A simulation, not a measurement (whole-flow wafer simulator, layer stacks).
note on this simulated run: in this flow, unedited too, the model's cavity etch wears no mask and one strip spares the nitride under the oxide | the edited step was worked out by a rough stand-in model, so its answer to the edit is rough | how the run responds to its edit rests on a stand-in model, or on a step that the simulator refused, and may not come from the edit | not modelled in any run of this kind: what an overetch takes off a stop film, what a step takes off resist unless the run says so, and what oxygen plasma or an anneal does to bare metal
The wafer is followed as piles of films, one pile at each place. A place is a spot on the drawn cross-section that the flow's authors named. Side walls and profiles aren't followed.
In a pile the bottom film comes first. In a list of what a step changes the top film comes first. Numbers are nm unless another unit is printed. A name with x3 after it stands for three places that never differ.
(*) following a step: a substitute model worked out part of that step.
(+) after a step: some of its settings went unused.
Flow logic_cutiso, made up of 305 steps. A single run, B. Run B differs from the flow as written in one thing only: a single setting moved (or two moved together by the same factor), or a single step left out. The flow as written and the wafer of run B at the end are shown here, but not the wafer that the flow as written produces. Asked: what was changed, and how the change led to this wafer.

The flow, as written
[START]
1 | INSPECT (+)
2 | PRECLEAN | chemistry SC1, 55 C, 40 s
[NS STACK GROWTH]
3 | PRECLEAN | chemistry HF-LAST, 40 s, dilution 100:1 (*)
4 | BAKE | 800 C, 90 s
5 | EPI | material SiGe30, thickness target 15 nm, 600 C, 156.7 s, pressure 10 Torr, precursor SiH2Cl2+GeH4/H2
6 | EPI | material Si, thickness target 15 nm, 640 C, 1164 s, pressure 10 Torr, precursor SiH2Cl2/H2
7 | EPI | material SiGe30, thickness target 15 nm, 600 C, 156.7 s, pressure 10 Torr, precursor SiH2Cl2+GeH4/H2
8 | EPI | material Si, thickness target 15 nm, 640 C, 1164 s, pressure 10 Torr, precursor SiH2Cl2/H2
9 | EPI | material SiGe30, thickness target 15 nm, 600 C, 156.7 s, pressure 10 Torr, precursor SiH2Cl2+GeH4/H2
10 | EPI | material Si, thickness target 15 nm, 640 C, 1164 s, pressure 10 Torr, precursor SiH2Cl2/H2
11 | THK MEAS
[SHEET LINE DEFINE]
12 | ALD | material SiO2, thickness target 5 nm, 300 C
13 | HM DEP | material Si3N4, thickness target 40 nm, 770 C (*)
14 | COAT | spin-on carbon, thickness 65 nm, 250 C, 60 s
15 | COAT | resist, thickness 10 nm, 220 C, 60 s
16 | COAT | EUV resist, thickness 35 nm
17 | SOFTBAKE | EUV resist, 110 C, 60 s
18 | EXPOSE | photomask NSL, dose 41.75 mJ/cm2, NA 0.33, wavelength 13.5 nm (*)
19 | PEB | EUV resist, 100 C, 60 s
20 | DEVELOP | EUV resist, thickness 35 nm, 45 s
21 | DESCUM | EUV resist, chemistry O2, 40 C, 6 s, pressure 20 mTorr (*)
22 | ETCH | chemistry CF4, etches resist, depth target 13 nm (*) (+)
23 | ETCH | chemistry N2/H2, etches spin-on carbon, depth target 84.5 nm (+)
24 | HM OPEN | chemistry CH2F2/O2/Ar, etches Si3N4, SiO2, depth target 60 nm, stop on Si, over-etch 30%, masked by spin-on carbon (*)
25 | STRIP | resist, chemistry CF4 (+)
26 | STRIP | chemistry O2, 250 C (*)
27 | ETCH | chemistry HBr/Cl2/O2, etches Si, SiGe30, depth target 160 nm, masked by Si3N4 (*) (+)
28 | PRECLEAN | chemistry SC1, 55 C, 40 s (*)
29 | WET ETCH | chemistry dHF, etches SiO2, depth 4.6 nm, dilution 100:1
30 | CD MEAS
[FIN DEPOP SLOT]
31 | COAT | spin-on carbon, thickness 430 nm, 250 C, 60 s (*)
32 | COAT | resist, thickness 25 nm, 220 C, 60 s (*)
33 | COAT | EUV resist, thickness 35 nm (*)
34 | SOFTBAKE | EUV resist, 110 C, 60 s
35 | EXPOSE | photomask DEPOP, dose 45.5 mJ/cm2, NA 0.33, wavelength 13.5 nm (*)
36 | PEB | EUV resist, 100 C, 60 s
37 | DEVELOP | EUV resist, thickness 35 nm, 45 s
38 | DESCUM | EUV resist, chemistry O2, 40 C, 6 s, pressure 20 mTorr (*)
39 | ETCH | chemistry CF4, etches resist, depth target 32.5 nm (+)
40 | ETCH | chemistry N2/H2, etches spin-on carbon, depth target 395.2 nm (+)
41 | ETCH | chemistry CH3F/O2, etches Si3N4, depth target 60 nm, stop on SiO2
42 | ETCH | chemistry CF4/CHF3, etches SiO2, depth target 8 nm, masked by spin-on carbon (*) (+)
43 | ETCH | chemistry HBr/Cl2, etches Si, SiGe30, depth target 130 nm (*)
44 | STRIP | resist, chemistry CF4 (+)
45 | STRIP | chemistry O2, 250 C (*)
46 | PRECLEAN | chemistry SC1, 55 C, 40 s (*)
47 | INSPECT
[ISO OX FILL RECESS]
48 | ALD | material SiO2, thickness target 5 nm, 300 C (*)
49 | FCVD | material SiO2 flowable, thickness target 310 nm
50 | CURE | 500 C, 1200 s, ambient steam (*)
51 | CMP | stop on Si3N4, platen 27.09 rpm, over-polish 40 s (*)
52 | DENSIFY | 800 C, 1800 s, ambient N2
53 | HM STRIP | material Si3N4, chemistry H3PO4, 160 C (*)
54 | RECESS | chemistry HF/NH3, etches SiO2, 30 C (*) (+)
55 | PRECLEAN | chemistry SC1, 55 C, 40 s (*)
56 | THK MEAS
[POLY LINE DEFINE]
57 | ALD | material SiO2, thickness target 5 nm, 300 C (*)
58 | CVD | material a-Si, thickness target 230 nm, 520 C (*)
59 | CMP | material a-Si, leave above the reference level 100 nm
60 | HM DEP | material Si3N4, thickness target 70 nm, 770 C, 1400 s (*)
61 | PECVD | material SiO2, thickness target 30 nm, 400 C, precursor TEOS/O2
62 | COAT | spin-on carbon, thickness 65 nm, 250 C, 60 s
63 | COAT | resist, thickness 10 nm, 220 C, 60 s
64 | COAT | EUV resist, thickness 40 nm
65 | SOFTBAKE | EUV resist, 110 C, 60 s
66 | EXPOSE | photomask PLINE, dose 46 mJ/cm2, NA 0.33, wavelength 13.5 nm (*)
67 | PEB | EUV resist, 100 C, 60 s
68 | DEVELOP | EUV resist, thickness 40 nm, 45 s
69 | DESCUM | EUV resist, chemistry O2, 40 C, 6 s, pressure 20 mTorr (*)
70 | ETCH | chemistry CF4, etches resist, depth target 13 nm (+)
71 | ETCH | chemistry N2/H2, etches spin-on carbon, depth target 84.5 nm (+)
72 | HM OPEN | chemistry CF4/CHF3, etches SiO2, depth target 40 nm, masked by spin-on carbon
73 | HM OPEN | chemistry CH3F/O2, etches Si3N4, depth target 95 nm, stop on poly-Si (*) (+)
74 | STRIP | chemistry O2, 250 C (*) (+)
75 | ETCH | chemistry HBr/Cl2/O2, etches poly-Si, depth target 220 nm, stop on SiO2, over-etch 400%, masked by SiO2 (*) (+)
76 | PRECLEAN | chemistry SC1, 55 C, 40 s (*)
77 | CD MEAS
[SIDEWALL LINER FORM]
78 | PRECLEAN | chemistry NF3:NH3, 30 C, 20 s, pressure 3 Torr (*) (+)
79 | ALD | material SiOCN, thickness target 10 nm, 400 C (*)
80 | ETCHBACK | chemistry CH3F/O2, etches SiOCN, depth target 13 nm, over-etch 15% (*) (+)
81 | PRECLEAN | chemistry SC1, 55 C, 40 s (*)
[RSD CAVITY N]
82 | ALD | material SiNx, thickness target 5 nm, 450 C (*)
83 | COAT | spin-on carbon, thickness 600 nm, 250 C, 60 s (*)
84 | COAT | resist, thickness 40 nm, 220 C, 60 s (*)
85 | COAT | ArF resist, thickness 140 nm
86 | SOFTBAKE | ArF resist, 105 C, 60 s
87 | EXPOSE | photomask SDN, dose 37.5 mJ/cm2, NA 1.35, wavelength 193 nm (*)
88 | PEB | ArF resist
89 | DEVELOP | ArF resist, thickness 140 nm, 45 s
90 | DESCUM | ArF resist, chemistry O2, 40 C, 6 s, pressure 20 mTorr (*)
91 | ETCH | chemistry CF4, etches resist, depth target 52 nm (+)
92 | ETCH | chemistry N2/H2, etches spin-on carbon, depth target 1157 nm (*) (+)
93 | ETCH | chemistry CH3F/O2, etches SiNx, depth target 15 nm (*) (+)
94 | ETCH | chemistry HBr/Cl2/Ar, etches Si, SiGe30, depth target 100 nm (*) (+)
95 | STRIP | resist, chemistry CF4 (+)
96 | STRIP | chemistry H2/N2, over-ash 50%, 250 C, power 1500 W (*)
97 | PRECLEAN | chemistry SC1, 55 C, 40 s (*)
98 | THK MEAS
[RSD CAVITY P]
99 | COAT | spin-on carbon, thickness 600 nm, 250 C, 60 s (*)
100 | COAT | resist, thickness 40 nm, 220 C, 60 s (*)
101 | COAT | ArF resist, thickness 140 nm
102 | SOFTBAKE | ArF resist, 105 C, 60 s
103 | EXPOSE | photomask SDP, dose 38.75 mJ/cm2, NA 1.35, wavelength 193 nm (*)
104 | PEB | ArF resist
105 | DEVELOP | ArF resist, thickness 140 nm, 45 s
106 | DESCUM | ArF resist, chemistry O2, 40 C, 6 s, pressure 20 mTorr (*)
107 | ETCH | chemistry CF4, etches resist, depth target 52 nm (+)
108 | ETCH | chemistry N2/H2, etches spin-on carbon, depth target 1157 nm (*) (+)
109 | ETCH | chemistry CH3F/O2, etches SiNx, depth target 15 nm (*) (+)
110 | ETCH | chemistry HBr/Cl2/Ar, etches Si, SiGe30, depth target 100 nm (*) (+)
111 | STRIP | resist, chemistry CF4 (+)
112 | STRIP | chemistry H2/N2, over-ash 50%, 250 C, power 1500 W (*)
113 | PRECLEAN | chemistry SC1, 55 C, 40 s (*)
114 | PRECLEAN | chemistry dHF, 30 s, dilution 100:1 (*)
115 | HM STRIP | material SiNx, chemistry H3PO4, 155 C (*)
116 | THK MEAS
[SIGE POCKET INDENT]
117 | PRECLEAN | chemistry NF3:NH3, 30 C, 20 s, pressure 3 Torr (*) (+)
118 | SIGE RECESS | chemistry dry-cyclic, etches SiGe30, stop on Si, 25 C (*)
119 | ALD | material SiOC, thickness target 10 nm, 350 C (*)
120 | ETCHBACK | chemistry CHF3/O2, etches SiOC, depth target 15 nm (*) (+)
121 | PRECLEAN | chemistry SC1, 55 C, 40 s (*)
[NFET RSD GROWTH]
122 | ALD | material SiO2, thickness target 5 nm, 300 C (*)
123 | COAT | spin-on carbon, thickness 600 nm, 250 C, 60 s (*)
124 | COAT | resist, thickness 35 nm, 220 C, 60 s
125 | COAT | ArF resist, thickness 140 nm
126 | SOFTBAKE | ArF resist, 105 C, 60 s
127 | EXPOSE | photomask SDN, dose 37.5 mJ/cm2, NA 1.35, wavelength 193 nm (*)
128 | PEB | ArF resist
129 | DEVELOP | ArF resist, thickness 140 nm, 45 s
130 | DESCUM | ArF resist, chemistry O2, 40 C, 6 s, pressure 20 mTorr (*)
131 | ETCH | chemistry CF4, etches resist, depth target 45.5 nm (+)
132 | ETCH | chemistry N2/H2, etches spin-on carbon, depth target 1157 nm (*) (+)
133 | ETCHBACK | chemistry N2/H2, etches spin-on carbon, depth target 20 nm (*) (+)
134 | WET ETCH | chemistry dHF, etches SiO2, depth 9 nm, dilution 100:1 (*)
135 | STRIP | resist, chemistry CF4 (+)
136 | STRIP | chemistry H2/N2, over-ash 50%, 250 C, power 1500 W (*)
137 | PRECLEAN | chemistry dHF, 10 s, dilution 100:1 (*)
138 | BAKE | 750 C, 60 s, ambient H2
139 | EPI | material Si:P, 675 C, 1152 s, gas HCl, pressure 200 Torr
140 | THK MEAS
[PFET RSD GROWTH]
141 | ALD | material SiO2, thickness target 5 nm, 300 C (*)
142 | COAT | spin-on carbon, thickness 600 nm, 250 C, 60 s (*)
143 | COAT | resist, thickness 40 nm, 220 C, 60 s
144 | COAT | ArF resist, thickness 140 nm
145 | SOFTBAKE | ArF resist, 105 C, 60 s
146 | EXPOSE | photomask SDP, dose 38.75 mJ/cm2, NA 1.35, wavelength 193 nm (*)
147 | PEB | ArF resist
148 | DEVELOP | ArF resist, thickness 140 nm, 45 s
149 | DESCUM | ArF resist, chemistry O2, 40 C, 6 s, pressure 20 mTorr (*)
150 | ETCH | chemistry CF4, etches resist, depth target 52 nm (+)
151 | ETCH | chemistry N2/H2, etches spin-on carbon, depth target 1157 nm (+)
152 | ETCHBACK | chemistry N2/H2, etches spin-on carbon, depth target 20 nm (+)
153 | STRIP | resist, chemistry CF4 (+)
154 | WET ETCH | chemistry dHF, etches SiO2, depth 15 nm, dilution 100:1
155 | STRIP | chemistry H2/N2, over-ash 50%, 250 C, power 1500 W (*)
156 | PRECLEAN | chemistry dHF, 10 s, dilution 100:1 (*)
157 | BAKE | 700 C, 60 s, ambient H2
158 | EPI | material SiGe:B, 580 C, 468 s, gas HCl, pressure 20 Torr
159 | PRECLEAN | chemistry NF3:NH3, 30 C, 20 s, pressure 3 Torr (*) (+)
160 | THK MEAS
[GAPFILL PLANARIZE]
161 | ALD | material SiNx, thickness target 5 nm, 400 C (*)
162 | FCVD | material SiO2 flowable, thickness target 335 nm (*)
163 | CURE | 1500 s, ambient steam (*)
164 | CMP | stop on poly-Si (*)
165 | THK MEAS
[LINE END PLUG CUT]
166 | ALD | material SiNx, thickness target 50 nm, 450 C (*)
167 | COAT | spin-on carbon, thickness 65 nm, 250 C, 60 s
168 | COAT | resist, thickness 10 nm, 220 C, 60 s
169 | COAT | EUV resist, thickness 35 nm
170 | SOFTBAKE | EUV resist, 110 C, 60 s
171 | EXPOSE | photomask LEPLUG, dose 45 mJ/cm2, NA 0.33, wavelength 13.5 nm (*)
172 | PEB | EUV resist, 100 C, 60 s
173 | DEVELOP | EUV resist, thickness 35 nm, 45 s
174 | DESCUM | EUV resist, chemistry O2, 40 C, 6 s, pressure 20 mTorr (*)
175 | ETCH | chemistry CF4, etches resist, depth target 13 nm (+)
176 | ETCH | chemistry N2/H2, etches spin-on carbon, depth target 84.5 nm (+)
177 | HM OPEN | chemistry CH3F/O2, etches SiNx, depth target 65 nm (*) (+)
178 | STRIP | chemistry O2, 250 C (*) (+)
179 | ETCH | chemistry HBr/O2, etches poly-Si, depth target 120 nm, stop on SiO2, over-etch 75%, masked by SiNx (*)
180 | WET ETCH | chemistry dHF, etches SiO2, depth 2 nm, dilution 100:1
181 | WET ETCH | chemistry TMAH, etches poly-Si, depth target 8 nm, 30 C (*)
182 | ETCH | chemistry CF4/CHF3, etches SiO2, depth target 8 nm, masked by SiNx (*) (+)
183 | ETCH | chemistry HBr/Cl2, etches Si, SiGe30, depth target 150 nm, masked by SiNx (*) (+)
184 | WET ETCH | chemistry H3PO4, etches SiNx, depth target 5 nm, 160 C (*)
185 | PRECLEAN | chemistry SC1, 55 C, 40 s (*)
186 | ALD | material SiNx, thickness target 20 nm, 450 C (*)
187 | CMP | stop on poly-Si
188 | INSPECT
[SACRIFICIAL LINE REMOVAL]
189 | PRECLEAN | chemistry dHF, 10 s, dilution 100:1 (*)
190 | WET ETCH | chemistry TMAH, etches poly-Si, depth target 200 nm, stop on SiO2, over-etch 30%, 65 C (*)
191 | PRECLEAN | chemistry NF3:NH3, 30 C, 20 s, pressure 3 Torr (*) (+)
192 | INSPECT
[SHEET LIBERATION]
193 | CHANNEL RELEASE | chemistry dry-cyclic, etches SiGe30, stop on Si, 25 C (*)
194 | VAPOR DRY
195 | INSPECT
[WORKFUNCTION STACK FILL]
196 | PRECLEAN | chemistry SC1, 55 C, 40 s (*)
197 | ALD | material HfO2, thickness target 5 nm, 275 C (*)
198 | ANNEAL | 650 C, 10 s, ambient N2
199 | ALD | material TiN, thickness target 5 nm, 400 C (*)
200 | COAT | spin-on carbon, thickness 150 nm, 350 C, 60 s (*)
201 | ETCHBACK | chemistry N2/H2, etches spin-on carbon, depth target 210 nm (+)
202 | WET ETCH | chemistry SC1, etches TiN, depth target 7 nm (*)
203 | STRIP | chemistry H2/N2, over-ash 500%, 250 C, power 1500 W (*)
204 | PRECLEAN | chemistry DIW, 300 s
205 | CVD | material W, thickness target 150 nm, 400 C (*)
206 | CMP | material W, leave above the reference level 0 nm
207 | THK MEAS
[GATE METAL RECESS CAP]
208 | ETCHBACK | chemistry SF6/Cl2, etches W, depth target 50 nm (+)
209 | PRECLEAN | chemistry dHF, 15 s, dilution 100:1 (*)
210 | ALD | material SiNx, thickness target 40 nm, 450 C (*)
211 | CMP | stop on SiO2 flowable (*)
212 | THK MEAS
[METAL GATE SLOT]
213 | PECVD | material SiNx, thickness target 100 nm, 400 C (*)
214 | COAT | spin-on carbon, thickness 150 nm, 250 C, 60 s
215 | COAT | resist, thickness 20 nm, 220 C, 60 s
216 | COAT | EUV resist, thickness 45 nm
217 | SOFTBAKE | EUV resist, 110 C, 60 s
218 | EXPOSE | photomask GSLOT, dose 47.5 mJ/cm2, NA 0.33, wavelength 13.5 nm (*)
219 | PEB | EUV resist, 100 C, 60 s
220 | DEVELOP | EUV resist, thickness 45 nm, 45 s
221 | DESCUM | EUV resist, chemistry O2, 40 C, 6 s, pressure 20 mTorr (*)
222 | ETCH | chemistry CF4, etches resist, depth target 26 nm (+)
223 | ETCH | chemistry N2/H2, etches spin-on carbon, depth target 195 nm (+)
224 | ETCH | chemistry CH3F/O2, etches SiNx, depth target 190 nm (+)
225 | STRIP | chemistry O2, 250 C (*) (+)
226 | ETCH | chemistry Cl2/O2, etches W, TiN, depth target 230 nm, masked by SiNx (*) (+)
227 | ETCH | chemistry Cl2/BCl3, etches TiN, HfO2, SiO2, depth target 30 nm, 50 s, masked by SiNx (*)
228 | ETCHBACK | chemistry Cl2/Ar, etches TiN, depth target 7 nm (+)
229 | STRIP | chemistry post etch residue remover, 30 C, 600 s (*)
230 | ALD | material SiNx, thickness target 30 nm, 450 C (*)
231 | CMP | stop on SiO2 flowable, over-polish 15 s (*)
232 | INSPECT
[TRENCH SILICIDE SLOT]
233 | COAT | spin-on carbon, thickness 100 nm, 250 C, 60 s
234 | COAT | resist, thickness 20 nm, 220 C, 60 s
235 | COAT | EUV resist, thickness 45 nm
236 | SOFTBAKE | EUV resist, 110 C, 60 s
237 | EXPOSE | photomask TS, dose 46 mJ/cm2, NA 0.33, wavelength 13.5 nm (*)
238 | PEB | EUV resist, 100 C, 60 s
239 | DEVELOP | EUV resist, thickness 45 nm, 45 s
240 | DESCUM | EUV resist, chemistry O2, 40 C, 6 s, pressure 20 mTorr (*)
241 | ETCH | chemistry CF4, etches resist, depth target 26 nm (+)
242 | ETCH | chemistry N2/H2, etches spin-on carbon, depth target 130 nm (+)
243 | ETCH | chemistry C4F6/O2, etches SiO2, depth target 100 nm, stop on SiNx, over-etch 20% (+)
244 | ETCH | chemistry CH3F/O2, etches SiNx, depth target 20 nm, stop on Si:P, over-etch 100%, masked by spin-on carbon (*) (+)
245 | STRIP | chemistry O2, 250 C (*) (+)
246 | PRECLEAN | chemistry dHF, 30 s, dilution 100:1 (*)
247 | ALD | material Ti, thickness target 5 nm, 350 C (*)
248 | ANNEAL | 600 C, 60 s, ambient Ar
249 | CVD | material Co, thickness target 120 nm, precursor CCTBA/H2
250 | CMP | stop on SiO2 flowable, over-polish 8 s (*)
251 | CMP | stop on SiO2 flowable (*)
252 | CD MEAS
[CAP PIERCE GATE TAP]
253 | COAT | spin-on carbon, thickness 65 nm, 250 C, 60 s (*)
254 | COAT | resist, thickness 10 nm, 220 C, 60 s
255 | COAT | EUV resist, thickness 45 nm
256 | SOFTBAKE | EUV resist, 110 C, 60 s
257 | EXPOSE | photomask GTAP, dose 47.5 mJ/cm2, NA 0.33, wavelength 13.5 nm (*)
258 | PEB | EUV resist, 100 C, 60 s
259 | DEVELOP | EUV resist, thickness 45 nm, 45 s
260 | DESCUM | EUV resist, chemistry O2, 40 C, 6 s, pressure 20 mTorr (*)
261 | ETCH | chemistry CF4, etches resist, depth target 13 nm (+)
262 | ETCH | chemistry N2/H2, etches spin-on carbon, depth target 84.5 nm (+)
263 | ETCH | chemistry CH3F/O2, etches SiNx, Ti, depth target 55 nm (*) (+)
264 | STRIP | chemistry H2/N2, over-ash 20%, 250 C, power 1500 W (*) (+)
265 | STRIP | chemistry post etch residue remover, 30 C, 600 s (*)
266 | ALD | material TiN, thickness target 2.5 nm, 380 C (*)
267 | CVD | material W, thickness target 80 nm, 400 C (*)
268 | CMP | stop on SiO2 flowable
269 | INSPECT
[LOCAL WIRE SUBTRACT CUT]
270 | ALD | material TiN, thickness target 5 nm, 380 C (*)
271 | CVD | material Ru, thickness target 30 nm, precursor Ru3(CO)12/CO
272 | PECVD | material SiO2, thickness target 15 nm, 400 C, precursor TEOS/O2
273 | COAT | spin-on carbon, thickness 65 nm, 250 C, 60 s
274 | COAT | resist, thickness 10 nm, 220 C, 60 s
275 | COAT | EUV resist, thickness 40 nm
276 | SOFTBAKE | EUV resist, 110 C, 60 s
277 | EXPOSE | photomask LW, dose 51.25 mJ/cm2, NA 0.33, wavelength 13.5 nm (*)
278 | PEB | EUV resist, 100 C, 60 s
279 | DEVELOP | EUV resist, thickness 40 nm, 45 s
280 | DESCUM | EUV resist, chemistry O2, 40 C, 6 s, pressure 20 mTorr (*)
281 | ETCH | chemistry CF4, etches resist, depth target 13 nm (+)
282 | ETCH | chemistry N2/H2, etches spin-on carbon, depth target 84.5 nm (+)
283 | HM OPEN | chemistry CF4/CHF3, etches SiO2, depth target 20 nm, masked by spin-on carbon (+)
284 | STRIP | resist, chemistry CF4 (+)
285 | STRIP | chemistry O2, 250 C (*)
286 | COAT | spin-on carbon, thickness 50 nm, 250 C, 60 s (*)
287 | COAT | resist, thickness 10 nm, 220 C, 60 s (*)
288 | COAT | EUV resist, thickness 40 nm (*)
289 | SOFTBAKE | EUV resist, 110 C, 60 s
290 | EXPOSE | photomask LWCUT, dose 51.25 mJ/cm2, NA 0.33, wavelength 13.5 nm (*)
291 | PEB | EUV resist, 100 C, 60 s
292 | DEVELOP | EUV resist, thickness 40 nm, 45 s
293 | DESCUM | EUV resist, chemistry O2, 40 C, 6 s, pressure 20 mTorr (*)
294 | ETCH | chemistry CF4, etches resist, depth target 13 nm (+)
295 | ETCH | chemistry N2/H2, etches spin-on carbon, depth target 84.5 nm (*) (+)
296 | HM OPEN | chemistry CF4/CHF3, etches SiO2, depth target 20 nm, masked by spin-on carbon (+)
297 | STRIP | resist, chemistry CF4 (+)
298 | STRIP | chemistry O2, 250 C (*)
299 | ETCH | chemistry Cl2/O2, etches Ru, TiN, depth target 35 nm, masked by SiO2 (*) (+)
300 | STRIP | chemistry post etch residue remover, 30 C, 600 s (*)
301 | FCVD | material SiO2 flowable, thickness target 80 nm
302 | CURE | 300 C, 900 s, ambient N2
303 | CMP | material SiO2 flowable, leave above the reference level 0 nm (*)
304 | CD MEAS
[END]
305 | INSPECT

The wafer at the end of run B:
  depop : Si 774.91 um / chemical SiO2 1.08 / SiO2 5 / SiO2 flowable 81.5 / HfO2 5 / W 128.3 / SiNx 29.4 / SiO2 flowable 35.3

What caused this: step 43, ETCH: depth target 178.8 nm was run, while the flow as written has depth target 130 nm.

The path from the change to this, step by step:
  43 | ETCH | chemistry HBr/Cl2, etches Si, SiGe30, depth target 130 nm (*)
      dpovl, gl, glp and 16 more: spin-on carbon loses 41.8 (in the flow as written it would be: spin-on carbon loses 32)
      depop: Si loses 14 (all of it), SiGe30 loses 15 (all of it), Si loses 15 (all of it), SiGe30 loses 15 (all of it), Si loses 15 (all of it), SiGe30 loses 15 (all of it), Si loses 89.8 (in the flow as written it would be: Si loses 14 (all of it), SiGe30 loses 15 (all of it), Si loses 15 (all of it), SiGe30 loses 15 (all of it), Si loses 15 (all of it), SiGe30 loses 15 (all of it), Si loses 41)
      (also at 2 further places)
  45 | STRIP | chemistry O2, 250 C (*)
      glp, tap: spin-on carbon loses 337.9 (all of it) (in the flow as written it would be: spin-on carbon loses 347.6 (all of it))
      rsdn, rsdw: spin-on carbon loses 337.6 (all of it) (in the flow as written it would be: spin-on carbon loses 347.4 (all of it))
      (also at 13 further places)
  49 | FCVD | material SiO2 flowable, thickness target 310 nm
      depop: SiO2 flowable gains 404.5 (new film) (in the flow as written it would be: SiO2 flowable gains 359.9 (new film))
      ns: SiO2 flowable gains 197.2 (new film) (in the flow as written it would be: SiO2 flowable gains 201.3 (new film))
  51 | CMP | stop on Si3N4, platen 27.09 rpm, over-polish 40 s (*)
      dpovl, isow: SiO2 flowable loses 196.1 (in the flow as written it would be: SiO2 flowable loses 200.4)
      depop: SiO2 flowable loses 196.1 (in the flow as written it would be: SiO2 flowable loses 200.5)
      (also at 2 further places)
  52 | DENSIFY | 800 C, 1800 s, ambient N2
      depop: SiO2 flowable loses 3.1 (in the flow as written it would be: SiO2 flowable loses 2.32)
      nsgap: SiO2 flowable loses 2.87 (in the flow as written it would be: SiO2 flowable loses 2.13)
